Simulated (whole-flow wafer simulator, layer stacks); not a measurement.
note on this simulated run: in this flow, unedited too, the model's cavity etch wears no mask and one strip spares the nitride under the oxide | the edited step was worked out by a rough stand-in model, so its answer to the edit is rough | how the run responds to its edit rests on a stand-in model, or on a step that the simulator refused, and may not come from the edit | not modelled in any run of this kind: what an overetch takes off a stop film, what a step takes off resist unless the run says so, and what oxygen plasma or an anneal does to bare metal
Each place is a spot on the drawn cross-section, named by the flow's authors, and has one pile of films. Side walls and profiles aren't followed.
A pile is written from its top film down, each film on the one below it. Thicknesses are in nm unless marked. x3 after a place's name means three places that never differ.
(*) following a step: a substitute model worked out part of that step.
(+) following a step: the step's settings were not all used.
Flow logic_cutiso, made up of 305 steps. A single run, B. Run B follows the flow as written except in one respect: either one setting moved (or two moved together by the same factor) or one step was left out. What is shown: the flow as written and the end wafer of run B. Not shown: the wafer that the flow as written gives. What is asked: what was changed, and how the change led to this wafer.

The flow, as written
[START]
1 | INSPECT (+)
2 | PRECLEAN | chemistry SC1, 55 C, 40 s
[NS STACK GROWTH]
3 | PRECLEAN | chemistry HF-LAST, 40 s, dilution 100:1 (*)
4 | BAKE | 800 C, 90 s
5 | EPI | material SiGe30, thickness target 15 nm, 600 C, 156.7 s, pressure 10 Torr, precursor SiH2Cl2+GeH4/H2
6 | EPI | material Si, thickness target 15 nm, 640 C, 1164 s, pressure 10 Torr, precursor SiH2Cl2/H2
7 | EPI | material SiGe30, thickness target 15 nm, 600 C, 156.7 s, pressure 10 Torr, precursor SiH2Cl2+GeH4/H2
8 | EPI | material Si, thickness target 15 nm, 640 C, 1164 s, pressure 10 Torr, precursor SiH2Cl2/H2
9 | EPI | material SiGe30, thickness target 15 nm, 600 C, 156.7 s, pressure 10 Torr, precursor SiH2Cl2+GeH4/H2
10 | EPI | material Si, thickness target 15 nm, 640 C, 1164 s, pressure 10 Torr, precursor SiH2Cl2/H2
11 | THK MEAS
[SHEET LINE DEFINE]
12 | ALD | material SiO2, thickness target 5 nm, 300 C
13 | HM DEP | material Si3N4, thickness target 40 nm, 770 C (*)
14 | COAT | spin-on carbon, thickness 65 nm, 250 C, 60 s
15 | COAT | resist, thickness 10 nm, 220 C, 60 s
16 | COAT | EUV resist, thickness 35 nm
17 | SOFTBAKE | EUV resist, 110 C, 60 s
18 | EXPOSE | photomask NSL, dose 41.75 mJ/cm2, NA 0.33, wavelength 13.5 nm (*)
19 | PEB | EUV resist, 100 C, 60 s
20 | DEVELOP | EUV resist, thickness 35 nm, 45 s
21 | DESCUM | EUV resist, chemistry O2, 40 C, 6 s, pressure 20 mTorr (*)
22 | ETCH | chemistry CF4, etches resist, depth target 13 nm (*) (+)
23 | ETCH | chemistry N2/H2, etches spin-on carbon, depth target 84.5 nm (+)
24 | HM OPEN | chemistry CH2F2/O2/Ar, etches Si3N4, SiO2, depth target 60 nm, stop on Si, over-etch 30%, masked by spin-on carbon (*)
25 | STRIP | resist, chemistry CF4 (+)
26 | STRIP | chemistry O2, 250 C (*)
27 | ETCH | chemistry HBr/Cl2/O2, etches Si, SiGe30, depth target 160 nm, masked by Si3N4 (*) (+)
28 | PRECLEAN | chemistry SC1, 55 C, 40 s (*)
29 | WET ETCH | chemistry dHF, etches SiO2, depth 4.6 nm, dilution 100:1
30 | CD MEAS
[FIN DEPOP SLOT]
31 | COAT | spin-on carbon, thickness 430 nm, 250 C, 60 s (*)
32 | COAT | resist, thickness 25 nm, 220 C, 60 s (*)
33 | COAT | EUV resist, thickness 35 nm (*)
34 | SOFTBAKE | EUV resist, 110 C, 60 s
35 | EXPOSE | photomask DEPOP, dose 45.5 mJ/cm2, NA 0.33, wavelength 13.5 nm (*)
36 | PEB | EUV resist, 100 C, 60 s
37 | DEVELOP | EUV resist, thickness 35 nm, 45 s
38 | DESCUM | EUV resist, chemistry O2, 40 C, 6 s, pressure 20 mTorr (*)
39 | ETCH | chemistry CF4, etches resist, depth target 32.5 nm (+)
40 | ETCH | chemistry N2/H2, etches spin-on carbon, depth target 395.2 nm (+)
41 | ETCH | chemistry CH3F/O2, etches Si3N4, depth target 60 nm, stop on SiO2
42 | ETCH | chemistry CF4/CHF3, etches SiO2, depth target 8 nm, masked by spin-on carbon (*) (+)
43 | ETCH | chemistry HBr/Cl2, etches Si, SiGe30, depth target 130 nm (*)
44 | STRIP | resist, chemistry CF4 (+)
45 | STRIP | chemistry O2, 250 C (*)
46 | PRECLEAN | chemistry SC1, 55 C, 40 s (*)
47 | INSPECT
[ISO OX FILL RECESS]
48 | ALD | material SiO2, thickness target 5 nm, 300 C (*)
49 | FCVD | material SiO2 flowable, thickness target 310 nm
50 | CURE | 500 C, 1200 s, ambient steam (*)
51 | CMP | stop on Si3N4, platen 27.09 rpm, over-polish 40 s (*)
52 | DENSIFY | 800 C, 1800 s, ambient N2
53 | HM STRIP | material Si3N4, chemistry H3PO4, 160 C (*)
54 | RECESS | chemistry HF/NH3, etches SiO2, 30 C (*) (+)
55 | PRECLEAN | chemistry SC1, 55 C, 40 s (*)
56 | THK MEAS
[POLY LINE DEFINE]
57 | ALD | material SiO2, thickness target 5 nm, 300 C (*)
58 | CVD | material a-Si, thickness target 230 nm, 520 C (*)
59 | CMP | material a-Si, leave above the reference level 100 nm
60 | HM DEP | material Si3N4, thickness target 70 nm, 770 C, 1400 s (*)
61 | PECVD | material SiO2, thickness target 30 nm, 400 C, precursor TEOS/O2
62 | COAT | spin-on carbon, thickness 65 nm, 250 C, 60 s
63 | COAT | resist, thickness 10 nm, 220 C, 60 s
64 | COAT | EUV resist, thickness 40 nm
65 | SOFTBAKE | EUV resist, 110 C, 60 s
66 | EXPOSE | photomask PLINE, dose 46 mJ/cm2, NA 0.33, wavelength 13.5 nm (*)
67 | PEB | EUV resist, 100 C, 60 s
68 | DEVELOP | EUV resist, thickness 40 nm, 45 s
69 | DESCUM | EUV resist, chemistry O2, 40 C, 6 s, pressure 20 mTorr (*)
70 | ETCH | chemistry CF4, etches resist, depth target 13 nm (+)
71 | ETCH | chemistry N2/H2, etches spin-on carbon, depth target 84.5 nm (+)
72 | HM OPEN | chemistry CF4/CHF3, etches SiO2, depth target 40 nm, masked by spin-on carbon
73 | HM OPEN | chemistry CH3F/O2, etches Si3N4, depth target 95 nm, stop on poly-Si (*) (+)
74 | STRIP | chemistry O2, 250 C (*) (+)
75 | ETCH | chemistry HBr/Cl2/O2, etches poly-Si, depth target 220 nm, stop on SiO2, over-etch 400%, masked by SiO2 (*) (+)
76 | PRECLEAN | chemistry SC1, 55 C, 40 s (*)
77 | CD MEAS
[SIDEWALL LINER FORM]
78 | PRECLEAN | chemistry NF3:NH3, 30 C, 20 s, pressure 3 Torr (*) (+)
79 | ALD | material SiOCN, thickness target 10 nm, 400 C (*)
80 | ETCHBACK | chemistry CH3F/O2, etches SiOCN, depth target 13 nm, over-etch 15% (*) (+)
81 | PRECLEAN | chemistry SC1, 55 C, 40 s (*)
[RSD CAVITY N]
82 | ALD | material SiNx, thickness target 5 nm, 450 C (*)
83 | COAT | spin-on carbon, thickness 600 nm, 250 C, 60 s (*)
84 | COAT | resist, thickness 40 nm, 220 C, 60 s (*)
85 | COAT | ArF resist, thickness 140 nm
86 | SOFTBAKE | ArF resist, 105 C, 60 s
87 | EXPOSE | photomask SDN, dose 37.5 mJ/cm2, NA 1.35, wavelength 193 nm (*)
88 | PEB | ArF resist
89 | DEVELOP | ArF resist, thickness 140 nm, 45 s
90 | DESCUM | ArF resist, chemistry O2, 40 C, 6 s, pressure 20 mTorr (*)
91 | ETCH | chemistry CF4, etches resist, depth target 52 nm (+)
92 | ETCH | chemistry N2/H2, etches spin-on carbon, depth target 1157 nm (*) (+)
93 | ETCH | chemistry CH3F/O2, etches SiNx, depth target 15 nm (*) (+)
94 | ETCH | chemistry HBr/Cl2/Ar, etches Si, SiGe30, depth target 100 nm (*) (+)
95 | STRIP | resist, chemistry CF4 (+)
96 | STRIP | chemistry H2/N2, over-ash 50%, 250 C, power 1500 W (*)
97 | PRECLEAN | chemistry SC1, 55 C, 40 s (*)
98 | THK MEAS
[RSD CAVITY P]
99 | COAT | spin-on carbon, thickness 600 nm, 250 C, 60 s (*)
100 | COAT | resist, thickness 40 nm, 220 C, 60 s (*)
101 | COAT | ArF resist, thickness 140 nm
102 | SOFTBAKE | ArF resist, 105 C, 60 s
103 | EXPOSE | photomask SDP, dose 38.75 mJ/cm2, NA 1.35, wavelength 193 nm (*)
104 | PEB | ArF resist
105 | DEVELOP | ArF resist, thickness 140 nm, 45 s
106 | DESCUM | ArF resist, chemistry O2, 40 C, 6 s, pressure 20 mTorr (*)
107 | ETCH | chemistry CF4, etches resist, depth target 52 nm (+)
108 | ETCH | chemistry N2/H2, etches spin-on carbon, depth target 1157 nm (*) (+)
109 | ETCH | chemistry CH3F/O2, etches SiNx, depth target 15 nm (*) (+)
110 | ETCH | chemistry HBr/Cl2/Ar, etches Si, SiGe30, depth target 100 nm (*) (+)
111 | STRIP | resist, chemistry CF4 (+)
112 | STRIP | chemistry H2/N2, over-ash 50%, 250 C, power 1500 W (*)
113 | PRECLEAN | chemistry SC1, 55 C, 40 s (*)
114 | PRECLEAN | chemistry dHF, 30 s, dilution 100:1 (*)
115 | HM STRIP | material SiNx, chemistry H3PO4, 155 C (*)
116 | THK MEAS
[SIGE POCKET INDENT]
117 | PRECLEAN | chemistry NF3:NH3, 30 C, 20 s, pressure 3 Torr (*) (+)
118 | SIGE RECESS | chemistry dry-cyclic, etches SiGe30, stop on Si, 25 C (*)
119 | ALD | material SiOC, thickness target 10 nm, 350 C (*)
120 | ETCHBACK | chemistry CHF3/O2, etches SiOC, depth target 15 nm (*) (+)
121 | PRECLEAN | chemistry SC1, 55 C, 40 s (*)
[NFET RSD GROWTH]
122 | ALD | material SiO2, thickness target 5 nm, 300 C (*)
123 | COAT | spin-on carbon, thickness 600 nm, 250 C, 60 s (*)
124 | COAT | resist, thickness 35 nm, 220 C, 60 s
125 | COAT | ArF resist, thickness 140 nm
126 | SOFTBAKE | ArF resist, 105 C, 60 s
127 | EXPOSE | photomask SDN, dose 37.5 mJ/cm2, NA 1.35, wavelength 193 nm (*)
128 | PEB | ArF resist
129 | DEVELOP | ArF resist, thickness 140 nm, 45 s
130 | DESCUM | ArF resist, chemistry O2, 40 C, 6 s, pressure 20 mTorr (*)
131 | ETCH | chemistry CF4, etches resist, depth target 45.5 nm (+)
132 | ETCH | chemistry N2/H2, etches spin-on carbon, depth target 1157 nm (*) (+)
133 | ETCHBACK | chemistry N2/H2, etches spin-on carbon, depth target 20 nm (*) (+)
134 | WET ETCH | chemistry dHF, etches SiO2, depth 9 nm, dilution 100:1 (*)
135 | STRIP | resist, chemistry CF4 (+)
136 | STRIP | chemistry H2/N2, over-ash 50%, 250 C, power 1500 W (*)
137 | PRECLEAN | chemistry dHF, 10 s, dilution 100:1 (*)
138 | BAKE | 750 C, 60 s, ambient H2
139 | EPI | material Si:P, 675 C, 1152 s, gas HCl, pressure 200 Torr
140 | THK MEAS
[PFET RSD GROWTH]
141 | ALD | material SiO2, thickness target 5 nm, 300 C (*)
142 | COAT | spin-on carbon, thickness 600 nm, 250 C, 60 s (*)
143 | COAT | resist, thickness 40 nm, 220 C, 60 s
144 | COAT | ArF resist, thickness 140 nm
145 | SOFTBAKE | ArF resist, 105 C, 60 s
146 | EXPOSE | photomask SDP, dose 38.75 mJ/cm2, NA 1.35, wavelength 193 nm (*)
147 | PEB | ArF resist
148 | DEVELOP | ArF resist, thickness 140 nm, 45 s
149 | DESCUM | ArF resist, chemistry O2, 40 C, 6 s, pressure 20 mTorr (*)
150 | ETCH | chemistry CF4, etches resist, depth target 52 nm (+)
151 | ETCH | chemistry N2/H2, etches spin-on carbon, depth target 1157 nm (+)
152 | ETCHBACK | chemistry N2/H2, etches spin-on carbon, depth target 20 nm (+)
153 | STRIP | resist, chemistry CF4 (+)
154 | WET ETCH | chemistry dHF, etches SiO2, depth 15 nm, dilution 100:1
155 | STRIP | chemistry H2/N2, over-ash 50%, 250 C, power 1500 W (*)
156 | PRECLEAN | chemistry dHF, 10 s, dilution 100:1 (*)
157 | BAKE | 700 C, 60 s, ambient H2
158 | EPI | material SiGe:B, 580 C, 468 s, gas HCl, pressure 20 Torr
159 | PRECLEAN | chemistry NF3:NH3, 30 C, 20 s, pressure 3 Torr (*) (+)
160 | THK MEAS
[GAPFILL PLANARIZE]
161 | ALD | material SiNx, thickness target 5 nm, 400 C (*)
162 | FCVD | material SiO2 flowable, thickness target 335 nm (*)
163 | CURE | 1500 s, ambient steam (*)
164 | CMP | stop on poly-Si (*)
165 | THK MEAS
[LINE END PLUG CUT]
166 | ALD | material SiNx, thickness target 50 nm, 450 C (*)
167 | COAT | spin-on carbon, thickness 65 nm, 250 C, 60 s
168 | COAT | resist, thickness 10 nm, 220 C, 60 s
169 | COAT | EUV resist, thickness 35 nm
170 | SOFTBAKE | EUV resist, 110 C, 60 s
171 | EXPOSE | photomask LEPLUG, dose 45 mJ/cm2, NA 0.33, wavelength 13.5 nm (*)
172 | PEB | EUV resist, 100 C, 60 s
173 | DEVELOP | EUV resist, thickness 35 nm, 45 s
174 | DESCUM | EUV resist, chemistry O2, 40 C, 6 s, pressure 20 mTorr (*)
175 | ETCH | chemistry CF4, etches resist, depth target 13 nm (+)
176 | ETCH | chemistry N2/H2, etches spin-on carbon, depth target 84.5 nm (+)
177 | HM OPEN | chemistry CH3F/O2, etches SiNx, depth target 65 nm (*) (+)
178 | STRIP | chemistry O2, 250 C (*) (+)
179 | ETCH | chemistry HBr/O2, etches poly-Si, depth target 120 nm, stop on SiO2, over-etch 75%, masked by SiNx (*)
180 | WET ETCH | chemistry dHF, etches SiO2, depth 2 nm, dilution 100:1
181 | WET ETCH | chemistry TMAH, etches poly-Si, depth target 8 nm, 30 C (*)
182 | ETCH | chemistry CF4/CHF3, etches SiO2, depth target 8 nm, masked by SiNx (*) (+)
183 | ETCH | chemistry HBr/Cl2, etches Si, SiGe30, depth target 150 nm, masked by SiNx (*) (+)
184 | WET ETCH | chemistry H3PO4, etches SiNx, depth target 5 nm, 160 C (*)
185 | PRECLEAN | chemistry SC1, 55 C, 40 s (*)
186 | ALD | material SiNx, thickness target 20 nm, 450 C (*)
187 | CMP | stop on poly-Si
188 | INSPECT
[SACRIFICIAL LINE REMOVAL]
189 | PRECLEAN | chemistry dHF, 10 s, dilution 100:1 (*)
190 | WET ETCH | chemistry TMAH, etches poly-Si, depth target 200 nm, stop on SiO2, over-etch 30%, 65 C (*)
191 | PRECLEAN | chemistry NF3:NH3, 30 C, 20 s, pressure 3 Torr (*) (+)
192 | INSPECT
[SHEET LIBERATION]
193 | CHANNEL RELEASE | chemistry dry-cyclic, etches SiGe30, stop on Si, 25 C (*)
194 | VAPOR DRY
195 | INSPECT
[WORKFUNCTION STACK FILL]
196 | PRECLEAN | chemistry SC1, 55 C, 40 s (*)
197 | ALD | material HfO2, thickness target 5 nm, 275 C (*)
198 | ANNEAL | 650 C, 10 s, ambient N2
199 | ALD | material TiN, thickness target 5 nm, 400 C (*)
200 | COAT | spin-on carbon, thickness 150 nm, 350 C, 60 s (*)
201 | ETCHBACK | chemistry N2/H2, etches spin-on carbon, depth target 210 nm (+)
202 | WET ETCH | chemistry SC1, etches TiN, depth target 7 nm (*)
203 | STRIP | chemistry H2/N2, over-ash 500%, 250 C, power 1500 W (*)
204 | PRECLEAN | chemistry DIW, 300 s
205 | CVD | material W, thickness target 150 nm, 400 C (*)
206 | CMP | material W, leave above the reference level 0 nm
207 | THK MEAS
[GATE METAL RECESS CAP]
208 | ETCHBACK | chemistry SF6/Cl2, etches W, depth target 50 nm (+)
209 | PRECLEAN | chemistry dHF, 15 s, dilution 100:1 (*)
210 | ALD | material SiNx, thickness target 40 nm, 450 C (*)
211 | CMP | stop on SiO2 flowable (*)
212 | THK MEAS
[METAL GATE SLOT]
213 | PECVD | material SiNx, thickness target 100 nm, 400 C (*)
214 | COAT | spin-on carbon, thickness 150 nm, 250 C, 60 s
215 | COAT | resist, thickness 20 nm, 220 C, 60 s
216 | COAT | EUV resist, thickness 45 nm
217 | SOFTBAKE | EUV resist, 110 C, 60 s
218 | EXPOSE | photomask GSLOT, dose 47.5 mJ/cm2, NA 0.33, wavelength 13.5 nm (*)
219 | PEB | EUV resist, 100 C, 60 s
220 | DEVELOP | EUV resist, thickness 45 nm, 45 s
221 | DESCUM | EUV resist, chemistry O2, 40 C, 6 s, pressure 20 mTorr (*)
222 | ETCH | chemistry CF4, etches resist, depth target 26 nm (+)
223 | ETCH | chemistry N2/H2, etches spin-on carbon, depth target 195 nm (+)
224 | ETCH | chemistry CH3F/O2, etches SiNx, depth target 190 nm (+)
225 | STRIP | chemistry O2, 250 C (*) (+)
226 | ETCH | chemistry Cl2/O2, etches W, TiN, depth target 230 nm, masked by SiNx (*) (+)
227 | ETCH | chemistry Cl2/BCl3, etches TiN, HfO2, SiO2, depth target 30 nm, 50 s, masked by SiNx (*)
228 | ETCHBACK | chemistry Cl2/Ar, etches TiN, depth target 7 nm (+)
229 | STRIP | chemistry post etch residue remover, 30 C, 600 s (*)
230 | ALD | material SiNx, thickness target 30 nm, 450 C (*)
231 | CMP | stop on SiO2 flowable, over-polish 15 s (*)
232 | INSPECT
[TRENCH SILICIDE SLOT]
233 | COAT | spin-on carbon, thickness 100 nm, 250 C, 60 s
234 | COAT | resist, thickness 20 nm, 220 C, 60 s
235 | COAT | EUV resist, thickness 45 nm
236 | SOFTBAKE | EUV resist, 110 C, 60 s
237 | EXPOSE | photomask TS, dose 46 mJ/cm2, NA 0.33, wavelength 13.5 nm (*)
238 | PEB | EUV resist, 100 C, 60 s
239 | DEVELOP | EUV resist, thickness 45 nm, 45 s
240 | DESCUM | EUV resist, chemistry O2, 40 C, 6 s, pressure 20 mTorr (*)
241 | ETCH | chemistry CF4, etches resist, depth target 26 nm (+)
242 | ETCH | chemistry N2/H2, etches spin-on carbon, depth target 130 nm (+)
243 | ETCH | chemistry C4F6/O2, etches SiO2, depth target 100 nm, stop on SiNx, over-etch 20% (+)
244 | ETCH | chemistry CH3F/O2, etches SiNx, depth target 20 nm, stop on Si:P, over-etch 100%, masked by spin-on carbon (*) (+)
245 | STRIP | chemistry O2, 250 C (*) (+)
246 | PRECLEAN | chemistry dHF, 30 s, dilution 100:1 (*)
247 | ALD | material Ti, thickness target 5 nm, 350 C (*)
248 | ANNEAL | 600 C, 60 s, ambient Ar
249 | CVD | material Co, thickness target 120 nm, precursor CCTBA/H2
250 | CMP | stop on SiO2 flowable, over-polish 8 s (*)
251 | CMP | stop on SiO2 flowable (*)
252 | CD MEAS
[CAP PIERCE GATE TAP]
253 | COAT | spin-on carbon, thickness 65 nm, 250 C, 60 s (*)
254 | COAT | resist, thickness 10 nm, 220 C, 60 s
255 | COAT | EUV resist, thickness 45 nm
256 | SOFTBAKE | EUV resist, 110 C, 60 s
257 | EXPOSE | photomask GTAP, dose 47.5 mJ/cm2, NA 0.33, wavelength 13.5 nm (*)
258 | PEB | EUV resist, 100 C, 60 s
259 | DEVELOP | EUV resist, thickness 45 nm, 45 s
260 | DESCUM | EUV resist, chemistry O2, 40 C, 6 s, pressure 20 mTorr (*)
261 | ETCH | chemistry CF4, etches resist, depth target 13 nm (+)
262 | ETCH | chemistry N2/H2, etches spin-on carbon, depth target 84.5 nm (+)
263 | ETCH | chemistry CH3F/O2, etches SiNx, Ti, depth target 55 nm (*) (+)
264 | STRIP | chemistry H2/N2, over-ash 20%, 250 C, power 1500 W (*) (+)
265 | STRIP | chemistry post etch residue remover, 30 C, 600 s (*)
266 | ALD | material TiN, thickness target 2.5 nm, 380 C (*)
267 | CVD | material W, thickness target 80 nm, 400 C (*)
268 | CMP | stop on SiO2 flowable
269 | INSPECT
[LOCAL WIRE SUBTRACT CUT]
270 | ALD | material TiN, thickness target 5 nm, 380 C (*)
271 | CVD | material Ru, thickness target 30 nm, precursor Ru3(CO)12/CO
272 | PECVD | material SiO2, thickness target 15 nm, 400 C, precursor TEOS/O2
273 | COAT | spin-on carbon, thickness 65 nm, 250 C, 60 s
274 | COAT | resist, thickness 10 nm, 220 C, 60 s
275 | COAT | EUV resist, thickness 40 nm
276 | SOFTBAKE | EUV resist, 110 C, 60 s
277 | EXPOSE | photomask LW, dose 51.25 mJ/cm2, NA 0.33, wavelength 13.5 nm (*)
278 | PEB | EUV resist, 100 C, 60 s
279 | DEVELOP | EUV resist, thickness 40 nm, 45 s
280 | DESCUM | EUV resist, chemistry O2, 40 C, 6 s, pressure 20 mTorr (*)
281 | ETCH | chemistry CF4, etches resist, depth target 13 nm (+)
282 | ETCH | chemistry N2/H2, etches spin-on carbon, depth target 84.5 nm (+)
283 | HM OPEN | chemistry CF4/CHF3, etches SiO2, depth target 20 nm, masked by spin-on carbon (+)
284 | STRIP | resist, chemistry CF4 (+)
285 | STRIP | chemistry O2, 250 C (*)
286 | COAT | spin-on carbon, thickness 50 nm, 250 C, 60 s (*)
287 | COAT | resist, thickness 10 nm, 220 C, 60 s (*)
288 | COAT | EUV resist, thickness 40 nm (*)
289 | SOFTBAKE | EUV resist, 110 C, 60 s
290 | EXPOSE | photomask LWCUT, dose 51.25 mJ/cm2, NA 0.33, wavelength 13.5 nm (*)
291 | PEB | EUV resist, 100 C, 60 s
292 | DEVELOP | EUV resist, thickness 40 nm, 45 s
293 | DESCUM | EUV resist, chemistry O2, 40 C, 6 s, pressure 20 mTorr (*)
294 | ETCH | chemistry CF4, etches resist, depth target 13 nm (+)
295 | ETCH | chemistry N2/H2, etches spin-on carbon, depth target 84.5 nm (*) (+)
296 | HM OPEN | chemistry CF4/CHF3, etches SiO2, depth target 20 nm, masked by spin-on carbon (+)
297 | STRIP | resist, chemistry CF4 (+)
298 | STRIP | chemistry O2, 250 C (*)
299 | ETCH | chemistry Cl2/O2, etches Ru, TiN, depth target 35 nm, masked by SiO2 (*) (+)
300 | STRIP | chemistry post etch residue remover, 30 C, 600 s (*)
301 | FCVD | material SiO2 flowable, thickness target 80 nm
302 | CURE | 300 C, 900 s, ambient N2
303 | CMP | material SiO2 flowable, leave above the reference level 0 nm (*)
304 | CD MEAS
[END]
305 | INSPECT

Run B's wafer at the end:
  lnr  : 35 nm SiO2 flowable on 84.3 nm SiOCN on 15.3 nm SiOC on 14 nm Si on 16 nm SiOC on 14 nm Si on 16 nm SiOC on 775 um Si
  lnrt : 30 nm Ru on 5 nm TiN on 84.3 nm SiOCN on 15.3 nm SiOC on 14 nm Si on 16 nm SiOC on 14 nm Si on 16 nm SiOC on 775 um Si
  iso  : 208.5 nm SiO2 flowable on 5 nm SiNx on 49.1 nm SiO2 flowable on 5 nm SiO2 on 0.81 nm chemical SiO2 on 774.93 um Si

What caused this: step 75, ETCH: depth target 330 nm was run, whereas the flow has depth target 220 nm.

The path from the change to this, step by step:
  75 | ETCH | chemistry HBr/Cl2/O2, etches poly-Si, depth target 220 nm, stop on SiO2, over-etch 400%, masked by SiO2 (*) (+)
      lnr, lnrp, lnrt, rsdn, rsdp, rsdw, rsdx: chemical SiO2 loses 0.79 (all of it), poly-Si loses 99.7 (all of it), SiO2 loses 5 (all of it), chemical SiO2 loses 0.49 (all of it), Si loses 13.9 (all of it) (in the flow as written it would be: chemical SiO2 loses 0.79 (all of it), poly-Si loses 99.7 (all of it), SiO2 loses 5 (all of it))
      iso, lnri: chemical SiO2 loses 0.79 (all of it), poly-Si loses 189.1 (all of it), SiO2 loses 5 (all of it), SiO2 flowable loses 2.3 (in the flow as written it would be: chemical SiO2 loses 0.79 (all of it), poly-Si loses 189.1 (all of it), SiO2 loses 4.55)
  80 | ETCHBACK | chemistry CH3F/O2, etches SiOCN, depth target 13 nm, over-etch 15% (*) (+)
      rsdn, rsdp, rsdw, rsdx: SiOCN loses 10 (all of it), SiGe30 loses 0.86 (in the flow as written it would be: SiOCN loses 10 (all of it), Si loses 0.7)
      lnr, lnrp, lnrt: SiOCN gains 189.1 (in the flow as written it would be: SiOCN gains 175.1)
  94 | ETCH | chemistry HBr/Cl2/Ar, etches Si, SiGe30, depth target 100 nm (*) (+)
      rsdn, rsdx: chemical SiO2 loses 0.49 (all of it), SiGe30 loses 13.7 (all of it), Si loses 15 (all of it), SiGe30 loses 15 (all of it), Si loses 15 (all of it), SiGe30 loses 15 (all of it), Si loses 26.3 (in the flow as written it would be: chemical SiO2 loses 0.49 (all of it), Si loses 12.8 (all of it), SiGe30 loses 15 (all of it), Si loses 15 (all of it), SiGe30 loses 15 (all of it), Si loses 15 (all of it), SiGe30 loses 15 (all of it), Si loses 12.2)
  110 | ETCH | chemistry HBr/Cl2/Ar, etches Si, SiGe30, depth target 100 nm (*) (+)
      rsdp, rsdw: chemical SiO2 loses 0.49 (all of it), SiGe30 loses 13.7 (all of it), Si loses 15 (all of it), SiGe30 loses 15 (all of it), Si loses 15 (all of it), SiGe30 loses 15 (all of it), Si loses 26.3 (in the flow as written it would be: chemical SiO2 loses 0.49 (all of it), Si loses 12.8 (all of it), SiGe30 loses 15 (all of it), Si loses 15 (all of it), SiGe30 loses 15 (all of it), Si loses 15 (all of it), SiGe30 loses 15 (all of it), Si loses 12.2)
  118 | SIGE RECESS | chemistry dry-cyclic, etches SiGe30, stop on Si, 25 C (*)
      lnr, lnrp, lnrt: SiOCN loses 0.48, cavity gains 15.3 (new film), SiGe30 loses 14.8 (all of it), Si loses 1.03, cavity gains 16 (new film), SiGe30 loses 15 (all of it), Si loses 1.03, cavity gains 16 (new film), SiGe30 loses 15 (all of it), Si loses 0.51 (in the flow as written it would be: SiOCN loses 0.48, Si loses 0.51, cavity gains 16 (new film), SiGe30 loses 15 (all of it), Si loses 1.03, cavity gains 16 (new film), SiGe30 loses 15 (all of it), Si loses 1.03, cavity gains 16 (new film), SiGe30 loses 15 (all of it), Si loses 0.51)
  119 | ALD | material SiOC, thickness target 10 nm, 350 C (*)
      lnr, lnrp, lnrt: SiOC gains 10 (new film), SiOC gains 15.3 (new film), cavity loses 15.3 (all of it), SiOC gains 16 (new film), cavity loses 16 (all of it), SiOC gains 16 (new film), cavity loses 16 (all of it) (in the flow as written it would be: SiOC gains 10 (new film), SiOC gains 16 (new film), cavity loses 16 (all of it), SiOC gains 16 (new film), cavity loses 16 (all of it), SiOC gains 16 (new film), cavity loses 16 (all of it))
  135 | STRIP | resist, chemistry CF4 (+)
      gl: Si3N4 loses 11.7 (in the flow as written it would be: Si3N4 loses 12.3)
  139 | EPI | material Si:P, 675 C, 1152 s, gas HCl, pressure 200 Torr
      rsdn, rsdx: Si:P gains 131 (new film) (in the flow as written it would be: Si:P gains 116.9 (new film))
  141 | ALD | material SiO2, thickness target 5 nm, 300 C (*)
      gxn: SiO2 gains 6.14 (new film) (in the flow as written it would be: SiO2 gains 10.1 (new film))
  158 | EPI | material SiGe:B, 580 C, 468 s, gas HCl, pressure 20 Torr
      rsdp, rsdw: SiGe:B gains 131 (new film) (in the flow as written it would be: SiGe:B gains 116.8 (new film))
  159 | PRECLEAN | chemistry NF3:NH3, 30 C, 20 s, pressure 3 Torr (*) (+)
      gxn: SiO2 loses 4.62 (all of it), Si3N4 loses 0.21 (in the flow as written it would be: SiO2 loses 7.5)
  164 | CMP | stop on poly-Si (*)
      gxn: SiO2 flowable loses 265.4 (all of it), SiNx loses 5 (all of it), Si3N4 loses 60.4 (all of it) (in the flow as written it would be: SiO2 flowable loses 264.5 (all of it), SiNx loses 5 (all of it), SiO2 loses 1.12 (all of it), Si3N4 loses 60.3 (all of it))
